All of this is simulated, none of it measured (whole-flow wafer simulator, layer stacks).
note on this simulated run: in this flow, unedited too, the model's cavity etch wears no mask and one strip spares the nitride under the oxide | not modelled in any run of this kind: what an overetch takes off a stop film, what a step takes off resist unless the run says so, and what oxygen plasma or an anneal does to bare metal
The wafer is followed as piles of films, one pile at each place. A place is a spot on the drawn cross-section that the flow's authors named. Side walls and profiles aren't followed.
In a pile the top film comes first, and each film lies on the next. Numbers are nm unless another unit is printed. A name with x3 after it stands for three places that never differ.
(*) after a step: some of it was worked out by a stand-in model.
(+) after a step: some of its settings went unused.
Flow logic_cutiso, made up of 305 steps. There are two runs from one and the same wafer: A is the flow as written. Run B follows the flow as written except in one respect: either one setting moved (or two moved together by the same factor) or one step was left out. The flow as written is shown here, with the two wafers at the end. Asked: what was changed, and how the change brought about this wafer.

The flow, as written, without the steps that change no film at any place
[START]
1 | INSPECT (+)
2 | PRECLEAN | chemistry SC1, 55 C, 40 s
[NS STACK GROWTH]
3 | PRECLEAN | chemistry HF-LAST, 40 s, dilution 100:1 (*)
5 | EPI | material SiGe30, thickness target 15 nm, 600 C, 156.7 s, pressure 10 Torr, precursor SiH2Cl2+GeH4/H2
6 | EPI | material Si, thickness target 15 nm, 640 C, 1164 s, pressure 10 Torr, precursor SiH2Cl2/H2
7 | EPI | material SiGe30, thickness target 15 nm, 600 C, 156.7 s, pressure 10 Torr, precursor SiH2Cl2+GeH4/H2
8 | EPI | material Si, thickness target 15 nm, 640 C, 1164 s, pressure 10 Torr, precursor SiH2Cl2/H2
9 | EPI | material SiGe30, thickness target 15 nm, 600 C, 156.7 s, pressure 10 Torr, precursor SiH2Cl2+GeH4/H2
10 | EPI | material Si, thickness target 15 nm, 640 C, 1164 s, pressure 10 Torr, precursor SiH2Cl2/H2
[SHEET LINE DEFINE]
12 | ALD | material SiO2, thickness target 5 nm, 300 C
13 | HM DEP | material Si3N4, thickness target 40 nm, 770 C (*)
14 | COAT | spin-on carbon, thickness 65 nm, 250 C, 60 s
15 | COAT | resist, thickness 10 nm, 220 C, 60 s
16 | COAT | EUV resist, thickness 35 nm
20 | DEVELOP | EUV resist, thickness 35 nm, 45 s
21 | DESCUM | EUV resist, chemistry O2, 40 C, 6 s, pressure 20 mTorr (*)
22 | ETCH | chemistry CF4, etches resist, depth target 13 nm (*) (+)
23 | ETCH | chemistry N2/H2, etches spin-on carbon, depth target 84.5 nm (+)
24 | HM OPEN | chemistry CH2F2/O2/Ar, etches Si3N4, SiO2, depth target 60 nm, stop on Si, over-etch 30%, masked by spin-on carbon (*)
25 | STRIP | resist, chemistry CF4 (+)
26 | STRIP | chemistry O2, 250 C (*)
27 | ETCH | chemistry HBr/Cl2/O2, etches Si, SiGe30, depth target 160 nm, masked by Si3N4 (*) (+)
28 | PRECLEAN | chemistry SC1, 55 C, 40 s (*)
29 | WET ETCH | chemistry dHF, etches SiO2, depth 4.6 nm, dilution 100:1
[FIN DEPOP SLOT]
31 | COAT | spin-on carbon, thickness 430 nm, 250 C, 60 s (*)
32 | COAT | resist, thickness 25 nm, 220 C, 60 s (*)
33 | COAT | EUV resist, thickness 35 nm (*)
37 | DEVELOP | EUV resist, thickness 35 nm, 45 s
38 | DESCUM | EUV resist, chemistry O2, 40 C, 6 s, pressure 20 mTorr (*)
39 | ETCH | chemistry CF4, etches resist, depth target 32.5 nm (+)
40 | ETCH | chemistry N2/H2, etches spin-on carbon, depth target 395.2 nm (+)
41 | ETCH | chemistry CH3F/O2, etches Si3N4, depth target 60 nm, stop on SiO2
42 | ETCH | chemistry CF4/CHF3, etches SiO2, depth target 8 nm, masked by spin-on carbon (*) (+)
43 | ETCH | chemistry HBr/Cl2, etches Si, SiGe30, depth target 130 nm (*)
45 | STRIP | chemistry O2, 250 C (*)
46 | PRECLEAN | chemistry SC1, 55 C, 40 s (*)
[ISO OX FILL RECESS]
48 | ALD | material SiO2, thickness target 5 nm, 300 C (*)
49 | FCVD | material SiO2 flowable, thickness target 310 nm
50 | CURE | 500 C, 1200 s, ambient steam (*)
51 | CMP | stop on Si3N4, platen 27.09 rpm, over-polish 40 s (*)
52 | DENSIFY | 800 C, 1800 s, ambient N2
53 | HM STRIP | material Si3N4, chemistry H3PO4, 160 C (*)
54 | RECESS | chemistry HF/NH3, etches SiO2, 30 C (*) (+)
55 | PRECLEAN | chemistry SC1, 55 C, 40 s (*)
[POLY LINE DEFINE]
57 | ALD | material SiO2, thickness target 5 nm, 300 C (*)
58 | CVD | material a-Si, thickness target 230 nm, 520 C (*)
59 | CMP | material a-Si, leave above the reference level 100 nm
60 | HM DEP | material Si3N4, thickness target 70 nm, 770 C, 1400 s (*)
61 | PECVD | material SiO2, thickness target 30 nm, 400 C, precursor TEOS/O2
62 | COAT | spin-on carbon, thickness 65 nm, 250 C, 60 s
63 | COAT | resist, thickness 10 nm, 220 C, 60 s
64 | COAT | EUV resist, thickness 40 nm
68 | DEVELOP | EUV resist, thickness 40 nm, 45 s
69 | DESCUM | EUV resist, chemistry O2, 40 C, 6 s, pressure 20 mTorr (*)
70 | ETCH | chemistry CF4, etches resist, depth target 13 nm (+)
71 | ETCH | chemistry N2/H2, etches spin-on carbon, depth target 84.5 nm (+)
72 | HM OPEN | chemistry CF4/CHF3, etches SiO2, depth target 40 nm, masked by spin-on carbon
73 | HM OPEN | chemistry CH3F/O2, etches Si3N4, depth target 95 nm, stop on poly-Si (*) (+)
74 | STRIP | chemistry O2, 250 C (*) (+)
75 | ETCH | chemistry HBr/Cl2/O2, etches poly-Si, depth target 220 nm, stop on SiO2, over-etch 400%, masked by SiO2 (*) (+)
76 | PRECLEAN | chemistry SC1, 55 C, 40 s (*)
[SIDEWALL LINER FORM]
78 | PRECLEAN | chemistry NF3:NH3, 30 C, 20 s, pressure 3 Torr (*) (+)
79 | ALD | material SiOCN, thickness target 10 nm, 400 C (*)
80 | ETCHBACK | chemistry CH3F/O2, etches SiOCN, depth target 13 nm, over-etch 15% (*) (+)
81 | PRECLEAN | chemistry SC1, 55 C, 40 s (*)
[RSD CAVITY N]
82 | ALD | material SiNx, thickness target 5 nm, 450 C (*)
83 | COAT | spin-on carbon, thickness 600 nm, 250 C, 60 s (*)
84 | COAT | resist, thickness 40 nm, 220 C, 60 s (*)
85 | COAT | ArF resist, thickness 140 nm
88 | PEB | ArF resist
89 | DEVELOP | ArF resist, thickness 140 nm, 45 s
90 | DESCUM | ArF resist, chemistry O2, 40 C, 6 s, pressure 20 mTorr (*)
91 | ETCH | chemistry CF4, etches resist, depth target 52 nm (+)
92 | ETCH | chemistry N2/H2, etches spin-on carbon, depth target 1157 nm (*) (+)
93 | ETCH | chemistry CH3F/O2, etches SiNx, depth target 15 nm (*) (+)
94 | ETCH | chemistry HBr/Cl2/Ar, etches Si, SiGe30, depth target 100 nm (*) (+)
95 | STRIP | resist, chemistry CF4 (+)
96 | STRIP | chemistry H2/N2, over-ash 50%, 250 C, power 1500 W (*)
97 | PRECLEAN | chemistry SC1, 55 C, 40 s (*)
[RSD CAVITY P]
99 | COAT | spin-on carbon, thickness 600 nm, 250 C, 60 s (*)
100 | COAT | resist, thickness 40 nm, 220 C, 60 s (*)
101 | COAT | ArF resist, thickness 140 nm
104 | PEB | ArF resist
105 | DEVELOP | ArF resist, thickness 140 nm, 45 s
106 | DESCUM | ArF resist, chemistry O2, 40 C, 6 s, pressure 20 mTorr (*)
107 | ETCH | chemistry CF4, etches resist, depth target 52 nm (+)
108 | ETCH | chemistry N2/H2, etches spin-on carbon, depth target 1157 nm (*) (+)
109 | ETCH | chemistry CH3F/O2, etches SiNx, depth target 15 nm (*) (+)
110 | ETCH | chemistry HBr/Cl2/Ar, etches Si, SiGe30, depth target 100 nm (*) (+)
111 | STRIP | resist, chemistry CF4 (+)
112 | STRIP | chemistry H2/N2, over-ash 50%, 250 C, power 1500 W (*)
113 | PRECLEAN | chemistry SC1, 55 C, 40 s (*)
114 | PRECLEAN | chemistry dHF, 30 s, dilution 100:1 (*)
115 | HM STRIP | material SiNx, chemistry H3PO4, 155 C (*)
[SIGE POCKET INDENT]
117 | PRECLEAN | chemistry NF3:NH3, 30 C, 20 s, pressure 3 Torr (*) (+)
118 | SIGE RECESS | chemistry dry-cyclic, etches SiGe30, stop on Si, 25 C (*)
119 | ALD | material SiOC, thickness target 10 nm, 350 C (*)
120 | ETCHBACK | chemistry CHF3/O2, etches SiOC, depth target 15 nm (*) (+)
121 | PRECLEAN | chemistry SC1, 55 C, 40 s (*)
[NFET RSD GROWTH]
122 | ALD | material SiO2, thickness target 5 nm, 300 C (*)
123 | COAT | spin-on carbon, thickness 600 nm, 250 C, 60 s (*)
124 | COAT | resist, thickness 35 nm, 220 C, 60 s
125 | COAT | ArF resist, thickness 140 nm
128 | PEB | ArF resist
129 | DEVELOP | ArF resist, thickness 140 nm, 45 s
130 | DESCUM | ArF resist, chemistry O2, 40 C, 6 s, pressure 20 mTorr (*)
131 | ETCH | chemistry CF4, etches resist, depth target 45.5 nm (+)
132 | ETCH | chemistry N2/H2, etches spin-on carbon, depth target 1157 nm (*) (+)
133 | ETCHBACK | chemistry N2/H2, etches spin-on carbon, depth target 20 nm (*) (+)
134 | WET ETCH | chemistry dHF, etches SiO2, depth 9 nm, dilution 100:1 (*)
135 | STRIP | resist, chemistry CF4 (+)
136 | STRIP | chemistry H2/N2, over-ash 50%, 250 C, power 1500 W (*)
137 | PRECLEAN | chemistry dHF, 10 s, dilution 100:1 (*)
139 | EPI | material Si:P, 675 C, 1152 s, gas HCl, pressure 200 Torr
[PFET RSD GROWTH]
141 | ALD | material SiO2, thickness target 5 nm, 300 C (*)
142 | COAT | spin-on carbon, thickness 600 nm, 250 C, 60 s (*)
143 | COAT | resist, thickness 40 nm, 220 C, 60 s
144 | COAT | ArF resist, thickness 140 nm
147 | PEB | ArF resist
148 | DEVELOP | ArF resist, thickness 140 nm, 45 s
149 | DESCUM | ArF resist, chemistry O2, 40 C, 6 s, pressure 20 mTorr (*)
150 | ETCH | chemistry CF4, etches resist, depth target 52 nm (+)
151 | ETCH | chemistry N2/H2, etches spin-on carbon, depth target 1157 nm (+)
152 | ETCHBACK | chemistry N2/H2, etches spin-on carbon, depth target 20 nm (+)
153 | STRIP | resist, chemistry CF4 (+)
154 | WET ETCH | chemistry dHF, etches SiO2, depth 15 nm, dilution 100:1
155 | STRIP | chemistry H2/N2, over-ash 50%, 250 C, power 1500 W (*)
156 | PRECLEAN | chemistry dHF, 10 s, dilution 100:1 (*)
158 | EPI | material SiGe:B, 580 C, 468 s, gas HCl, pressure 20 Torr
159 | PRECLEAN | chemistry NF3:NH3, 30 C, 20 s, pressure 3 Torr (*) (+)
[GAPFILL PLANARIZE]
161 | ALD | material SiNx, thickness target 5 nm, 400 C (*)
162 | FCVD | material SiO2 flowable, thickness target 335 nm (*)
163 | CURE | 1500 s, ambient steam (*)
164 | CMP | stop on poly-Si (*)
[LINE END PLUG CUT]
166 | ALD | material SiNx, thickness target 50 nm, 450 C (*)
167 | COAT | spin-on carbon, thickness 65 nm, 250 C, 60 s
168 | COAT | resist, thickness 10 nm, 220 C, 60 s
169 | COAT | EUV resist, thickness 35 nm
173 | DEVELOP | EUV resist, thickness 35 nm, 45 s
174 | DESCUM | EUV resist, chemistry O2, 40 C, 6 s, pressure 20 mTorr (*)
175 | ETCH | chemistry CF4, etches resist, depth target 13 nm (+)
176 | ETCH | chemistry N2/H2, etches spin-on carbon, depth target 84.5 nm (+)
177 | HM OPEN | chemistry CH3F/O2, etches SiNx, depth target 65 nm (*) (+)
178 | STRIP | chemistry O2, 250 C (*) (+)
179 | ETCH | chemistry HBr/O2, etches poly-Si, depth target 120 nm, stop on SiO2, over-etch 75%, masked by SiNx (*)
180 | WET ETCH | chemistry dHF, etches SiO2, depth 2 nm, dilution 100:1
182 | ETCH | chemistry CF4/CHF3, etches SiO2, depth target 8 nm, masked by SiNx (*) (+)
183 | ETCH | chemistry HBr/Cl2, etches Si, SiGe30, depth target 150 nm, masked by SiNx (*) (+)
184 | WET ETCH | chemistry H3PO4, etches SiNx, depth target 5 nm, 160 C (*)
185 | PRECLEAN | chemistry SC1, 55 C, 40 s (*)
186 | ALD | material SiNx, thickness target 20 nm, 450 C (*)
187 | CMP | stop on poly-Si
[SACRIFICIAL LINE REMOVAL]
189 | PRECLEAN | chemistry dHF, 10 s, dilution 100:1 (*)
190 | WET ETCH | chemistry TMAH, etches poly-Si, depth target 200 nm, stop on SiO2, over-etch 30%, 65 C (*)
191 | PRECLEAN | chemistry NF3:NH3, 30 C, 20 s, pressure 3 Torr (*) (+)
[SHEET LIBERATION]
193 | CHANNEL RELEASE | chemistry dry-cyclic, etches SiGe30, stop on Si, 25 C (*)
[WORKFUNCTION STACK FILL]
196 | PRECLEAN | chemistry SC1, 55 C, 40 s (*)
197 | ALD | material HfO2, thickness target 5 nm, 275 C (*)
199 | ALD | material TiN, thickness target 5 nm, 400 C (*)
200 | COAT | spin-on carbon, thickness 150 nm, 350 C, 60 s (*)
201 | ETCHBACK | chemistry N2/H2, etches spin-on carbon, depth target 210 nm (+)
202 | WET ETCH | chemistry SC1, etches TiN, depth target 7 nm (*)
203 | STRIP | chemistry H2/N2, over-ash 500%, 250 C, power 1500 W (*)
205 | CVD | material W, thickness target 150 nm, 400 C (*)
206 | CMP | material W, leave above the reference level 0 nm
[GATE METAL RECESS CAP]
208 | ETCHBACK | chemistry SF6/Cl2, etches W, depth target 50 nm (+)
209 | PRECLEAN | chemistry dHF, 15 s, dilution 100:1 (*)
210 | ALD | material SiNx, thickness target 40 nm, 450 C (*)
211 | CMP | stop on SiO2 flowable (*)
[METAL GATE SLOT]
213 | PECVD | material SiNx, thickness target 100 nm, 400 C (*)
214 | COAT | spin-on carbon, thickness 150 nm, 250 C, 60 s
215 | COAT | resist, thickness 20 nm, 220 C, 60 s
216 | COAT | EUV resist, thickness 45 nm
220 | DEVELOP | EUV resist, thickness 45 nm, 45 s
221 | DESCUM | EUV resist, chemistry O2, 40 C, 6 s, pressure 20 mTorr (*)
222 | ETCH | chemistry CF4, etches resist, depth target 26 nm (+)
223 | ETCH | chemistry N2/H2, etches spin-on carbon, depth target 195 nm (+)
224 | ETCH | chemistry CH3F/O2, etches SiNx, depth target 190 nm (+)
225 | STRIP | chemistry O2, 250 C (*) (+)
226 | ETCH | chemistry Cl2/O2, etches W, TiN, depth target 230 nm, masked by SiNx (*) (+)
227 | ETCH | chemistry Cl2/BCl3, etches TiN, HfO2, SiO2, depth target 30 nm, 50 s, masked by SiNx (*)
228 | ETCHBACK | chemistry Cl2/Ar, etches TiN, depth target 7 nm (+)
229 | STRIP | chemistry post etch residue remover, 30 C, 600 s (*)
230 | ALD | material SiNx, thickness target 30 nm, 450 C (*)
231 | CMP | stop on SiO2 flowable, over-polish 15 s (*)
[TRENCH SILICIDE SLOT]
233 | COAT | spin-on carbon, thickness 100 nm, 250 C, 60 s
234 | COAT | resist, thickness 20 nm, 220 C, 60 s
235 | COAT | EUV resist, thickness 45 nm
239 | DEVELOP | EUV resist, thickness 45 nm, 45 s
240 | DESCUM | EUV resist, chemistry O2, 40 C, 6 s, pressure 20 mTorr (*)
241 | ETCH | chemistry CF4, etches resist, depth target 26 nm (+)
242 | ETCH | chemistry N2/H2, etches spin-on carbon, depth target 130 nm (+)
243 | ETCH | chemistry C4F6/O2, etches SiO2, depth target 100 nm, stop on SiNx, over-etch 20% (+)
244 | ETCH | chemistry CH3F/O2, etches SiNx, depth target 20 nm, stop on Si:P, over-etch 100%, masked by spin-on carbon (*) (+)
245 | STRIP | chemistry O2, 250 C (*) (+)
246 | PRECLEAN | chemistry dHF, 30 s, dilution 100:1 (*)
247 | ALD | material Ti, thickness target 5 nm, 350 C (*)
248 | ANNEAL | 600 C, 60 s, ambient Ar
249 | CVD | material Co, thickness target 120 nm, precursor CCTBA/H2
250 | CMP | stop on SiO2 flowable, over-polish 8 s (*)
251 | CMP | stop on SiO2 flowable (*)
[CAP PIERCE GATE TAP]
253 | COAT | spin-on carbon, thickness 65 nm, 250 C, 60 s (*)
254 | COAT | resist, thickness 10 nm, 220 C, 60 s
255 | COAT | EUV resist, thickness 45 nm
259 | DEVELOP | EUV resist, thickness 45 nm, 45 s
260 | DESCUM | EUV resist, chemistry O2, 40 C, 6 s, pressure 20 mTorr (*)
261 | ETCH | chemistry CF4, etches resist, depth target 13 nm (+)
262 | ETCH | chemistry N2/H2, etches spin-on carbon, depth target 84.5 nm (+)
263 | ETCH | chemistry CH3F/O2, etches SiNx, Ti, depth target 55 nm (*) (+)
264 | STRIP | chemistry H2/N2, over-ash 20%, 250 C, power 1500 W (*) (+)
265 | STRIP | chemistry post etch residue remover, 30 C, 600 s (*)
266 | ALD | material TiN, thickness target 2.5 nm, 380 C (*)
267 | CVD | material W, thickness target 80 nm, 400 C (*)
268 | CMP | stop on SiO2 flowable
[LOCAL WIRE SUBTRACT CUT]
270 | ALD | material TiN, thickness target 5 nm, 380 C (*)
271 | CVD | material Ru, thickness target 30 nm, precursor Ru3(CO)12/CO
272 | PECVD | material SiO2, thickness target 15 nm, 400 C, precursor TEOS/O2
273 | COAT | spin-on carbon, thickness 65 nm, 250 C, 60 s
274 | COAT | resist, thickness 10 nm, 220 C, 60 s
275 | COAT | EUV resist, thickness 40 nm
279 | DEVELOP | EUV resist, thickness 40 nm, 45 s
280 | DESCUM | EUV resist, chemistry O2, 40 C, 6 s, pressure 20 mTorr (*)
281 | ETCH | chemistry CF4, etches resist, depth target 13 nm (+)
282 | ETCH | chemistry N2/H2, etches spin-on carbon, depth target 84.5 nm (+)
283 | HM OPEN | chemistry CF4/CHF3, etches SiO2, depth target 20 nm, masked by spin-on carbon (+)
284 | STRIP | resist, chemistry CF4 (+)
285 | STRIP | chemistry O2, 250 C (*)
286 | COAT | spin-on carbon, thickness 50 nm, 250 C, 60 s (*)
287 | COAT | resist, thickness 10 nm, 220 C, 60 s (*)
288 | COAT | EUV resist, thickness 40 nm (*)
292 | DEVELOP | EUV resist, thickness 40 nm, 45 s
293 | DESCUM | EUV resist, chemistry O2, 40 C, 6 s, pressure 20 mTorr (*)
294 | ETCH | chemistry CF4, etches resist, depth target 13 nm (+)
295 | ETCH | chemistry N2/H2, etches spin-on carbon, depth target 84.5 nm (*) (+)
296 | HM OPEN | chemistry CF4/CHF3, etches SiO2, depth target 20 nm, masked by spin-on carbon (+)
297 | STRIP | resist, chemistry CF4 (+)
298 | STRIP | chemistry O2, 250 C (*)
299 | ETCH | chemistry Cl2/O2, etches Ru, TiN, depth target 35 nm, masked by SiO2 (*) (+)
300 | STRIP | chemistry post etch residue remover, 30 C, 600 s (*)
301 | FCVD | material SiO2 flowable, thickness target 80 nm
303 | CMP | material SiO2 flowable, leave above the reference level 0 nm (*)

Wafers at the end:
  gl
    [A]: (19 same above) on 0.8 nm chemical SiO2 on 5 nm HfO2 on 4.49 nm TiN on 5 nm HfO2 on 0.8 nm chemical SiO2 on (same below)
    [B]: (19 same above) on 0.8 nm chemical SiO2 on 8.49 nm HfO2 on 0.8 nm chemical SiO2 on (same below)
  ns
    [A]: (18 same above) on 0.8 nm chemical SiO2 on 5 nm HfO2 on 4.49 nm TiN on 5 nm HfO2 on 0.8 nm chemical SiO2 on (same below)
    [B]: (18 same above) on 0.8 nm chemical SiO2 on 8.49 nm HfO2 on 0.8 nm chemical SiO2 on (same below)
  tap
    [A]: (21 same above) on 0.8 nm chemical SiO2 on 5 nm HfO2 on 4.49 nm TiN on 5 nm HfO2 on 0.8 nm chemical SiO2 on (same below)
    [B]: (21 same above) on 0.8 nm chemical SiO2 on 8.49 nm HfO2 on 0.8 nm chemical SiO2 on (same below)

What caused this: step 5, EPI: thickness target 9 nm was run, though the flow has thickness target 15 nm; step 5, EPI: 94 s was run, where the flow has 156.7 s.

Step by step, how the change led to this:
  5 | EPI | material SiGe30, thickness target 15 nm, 600 C, 156.7 s, pressure 10 Torr, precursor SiH2Cl2+GeH4/H2
      depop, dpovl, gfld and 19 more: A +15 SiGe30 (new film) | B +9 SiGe30 (new film)
  27 | ETCH | chemistry HBr/Cl2/O2, etches Si, SiGe30, depth target 160 nm, masked by Si3N4 (*) (+)
      gfld, gxf, iso, lnri: A -0.79 chemical SiO2 (all of it), -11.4 Si (all of it), -15 SiGe30 (all of it), -15 Si (all of it), -15 SiGe30 (all of it), -15 Si (all of it), -15 SiGe30 (all of it), -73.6 Si | B -0.79 chemical SiO2 (all of it), -11.4 Si (all of it), -15 SiGe30 (all of it), -15 Si (all of it), -15 SiGe30 (all of it), -15 Si (all of it), -9 SiGe30 (all of it), -79.6 Si
      dpovl, nsgap: A -0.79 chemical SiO2 (all of it), -11.8 Si (all of it), -15 SiGe30 (all of it), -15 Si (all of it), -15 SiGe30 (all of it), -15 Si (all of it), -15 SiGe30 (all of it), -73.2 Si | B -0.79 chemical SiO2 (all of it), -11.8 Si (all of it), -15 SiGe30 (all of it), -15 Si (all of it), -15 SiGe30 (all of it), -15 Si (all of it), -9 SiGe30 (all of it), -79.2 Si
      (also at 1 further place)
  43 | ETCH | chemistry HBr/Cl2, etches Si, SiGe30, depth target 130 nm (*)
      depop: A -14 Si (all of it), -15 SiGe30 (all of it), -15 Si (all of it), -15 SiGe30 (all of it), -15 Si (all of it), -15 SiGe30 (all of it), -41 Si | B -14 Si (all of it), -15 SiGe30 (all of it), -15 Si (all of it), -15 SiGe30 (all of it), -15 Si (all of it), -9 SiGe30 (all of it), -47 Si
  94 | ETCH | chemistry HBr/Cl2/Ar, etches Si, SiGe30, depth target 100 nm (*) (+)
      rsdn, rsdx: A -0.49 chemical SiO2 (all of it), -12.8 Si (all of it), -15 SiGe30 (all of it), -15 Si (all of it), -15 SiGe30 (all of it), -15 Si (all of it), -15 SiGe30 (all of it), -12.2 Si | B -0.49 chemical SiO2 (all of it), -12.8 Si (all of it), -15 SiGe30 (all of it), -15 Si (all of it), -15 SiGe30 (all of it), -15 Si (all of it), -9 SiGe30 (all of it), -18.2 Si
  110 | ETCH | chemistry HBr/Cl2/Ar, etches Si, SiGe30, depth target 100 nm (*) (+)
      rsdp, rsdw: A -0.49 chemical SiO2 (all of it), -12.8 Si (all of it), -15 SiGe30 (all of it), -15 Si (all of it), -15 SiGe30 (all of it), -15 Si (all of it), -15 SiGe30 (all of it), -12.2 Si | B -0.49 chemical SiO2 (all of it), -12.8 Si (all of it), -15 SiGe30 (all of it), -15 Si (all of it), -15 SiGe30 (all of it), -15 Si (all of it), -9 SiGe30 (all of it), -18.2 Si
  118 | SIGE RECESS | chemistry dry-cyclic, etches SiGe30, stop on Si, 25 C (*)
      lnr, lnrp, lnrt: A -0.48 SiOCN, -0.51 Si, +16 cavity (new film), -15 SiGe30 (all of it), -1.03 Si, +16 cavity (new film), -15 SiGe30 (all of it), -1.03 Si, +16 cavity (new film), -15 SiGe30 (all of it), -0.51 Si | B -0.48 SiOCN, -0.51 Si, +16 cavity (new film), -15 SiGe30 (all of it), -1.03 Si, +16 cavity (new film), -15 SiGe30 (all of it), -1.03 Si, +10 cavity (new film), -9 SiGe30 (all of it), -0.51 Si
  119 | ALD | material SiOC, thickness target 10 nm, 350 C (*)
      lnr, lnrp, lnrt: A +10 SiOC (new film), +16 SiOC (new film), -16 cavity (all of it), +16 SiOC (new film), -16 cavity (all of it), +16 SiOC (new film), -16 cavity (all of it) | B +10 SiOC (new film), +16 SiOC (new film), -16 cavity (all of it), +16 SiOC (new film), -16 cavity (all of it), +10 SiOC (new film), -10 cavity (all of it)
  183 | ETCH | chemistry HBr/Cl2, etches Si, SiGe30, depth target 150 nm, masked by SiNx (*) (+)
      plug: A -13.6 Si (all of it), -15 SiGe30 (all of it), -15 Si (all of it), -15 SiGe30 (all of it), -15 Si (all of it), -15 SiGe30 (all of it), -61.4 Si | B -13.6 Si (all of it), -15 SiGe30 (all of it), -15 Si (all of it), -15 SiGe30 (all of it), -15 Si (all of it), -9 SiGe30 (all of it), -67.4 Si
  193 | CHANNEL RELEASE | chemistry dry-cyclic, etches SiGe30, stop on Si, 25 C (*)
      gl, glp, gxn, gxp, ns, tap: A +0.8 chemical SiO2 (new film), -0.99 Si, +0.8 chemical SiO2 (new film), +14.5 cavity (new film), +0.8 chemical SiO2 (new film), -15 SiGe30 (all of it), -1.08 Si, +0.8 chemical SiO2 (new film), +14.5 cavity (new film), +0.8 chemical SiO2 (new film), -15 SiGe30 (all of it), -1.08 Si, +0.8 chemical SiO2 (new film), +14.5 cavity (new film), +0.8 chemical SiO2 (new film), -15 SiGe30 (all of it), -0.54 Si | B +0.8 chemical SiO2 (new film), -0.99 Si, +0.8 chemical SiO2 (new film), +14.5 cavity (new film), +0.8 chemical SiO2 (new film), -15 SiGe30 (all of it), -1.08 Si, +0.8 chemical SiO2 (new film), +14.5 cavity (new film), +0.8 chemical SiO2 (new film), -15 SiGe30 (all of it), -1.08 Si, +0.8 chemical SiO2 (new film), +8.49 cavity (new film), +0.8 chemical SiO2 (new film), -9 SiGe30 (all of it), -0.54 Si
  197 | ALD | material HfO2, thickness target 5 nm, 275 C (*)
      gl, glp, gxn, gxp, ns, tap: A +5 HfO2 (new film), +5 HfO2 (new film), -10 cavity, +5 HfO2 (new film), +5 HfO2 (new film), -10 cavity, +5 HfO2 (new film), +5 HfO2 (new film), -10 cavity, +5 HfO2 (new film) | B +5 HfO2 (new film), +5 HfO2 (new film), -10 cavity, +5 HfO2 (new film), +5 HfO2 (new film), -10 cavity, +5 HfO2 (new film), +8.49 HfO2 (new film), -8.49 cavity (all of it)
  199 | ALD | material TiN, thickness target 5 nm, 400 C (*)
      gl, glp, tap: A +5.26 TiN (new film), +4.49 TiN (new film), -4.49 cavity (all of it), +4.49 TiN (new film), -4.49 cavity (all of it), +4.49 TiN (new film), -4.49 cavity (all of it) | B +5.26 TiN (new film), +4.49 TiN (new film), -4.49 cavity (all of it), +4.49 TiN (new film), -4.49 cavity (all of it)
      gxn, gxp, ns: A +5 TiN (new film), +4.49 TiN (new film), -4.49 cavity (all of it), +4.49 TiN (new film), -4.49 cavity (all of it), +4.49 TiN (new film), -4.49 cavity (all of it) | B +5 TiN (new film), +4.49 TiN (new film), -4.49 cavity (all of it), +4.49 TiN (new film), -4.49 cavity (all of it)
Taking metal films that touch as one body, gl has 3 bodies (between them, from the top down: HfO2 5 / chemical SiO2 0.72 / Si 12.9 / chemical SiO2 0.8 / HfO2 5; HfO2 5 / chemical SiO2 0.8 / Si 13.9 / chemical SiO2 0.8 / HfO2 5); the flow as written gives 4 bodies (between them, from the top down: HfO2 5 / chemical SiO2 0.72 / Si 12.9 / chemical SiO2 0.8 / HfO2 5; HfO2 5 / chemical SiO2 0.8 / Si 13.9 / chemical SiO2 0.8 / HfO2 5; HfO2 5 / chemical SiO2 0.8 / Si 13.9 / chemical SiO2 0.8 / HfO2 5).
Taking metal films that touch as one body, ns has 3 bodies (between them, from the top down: HfO2 5 / chemical SiO2 0.72 / Si 12.9 / chemical SiO2 0.8 / HfO2 5; HfO2 5 / chemical SiO2 0.8 / Si 13.9 / chemical SiO2 0.8 / HfO2 5); the flow as written gives 4 bodies (between them, from the top down: HfO2 5 / chemical SiO2 0.72 / Si 12.9 / chemical SiO2 0.8 / HfO2 5; HfO2 5 / chemical SiO2 0.8 / Si 13.9 / chemical SiO2 0.8 / HfO2 5; HfO2 5 / chemical SiO2 0.8 / Si 13.9 / chemical SiO2 0.8 / HfO2 5).
Taking metal films that touch as one body, tap has 3 bodies (between them, from the top down: HfO2 5 / chemical SiO2 0.72 / Si 12.9 / chemical SiO2 0.8 / HfO2 5; HfO2 5 / chemical SiO2 0.8 / Si 13.9 / chemical SiO2 0.8 / HfO2 5); the flow as written gives 4 bodies (between them, from the top down: HfO2 5 / chemical SiO2 0.72 / Si 12.9 / chemical SiO2 0.8 / HfO2 5; HfO2 5 / chemical SiO2 0.8 / Si 13.9 / chemical SiO2 0.8 / HfO2 5; HfO2 5 / chemical SiO2 0.8 / Si 13.9 / chemical SiO2 0.8 / HfO2 5).
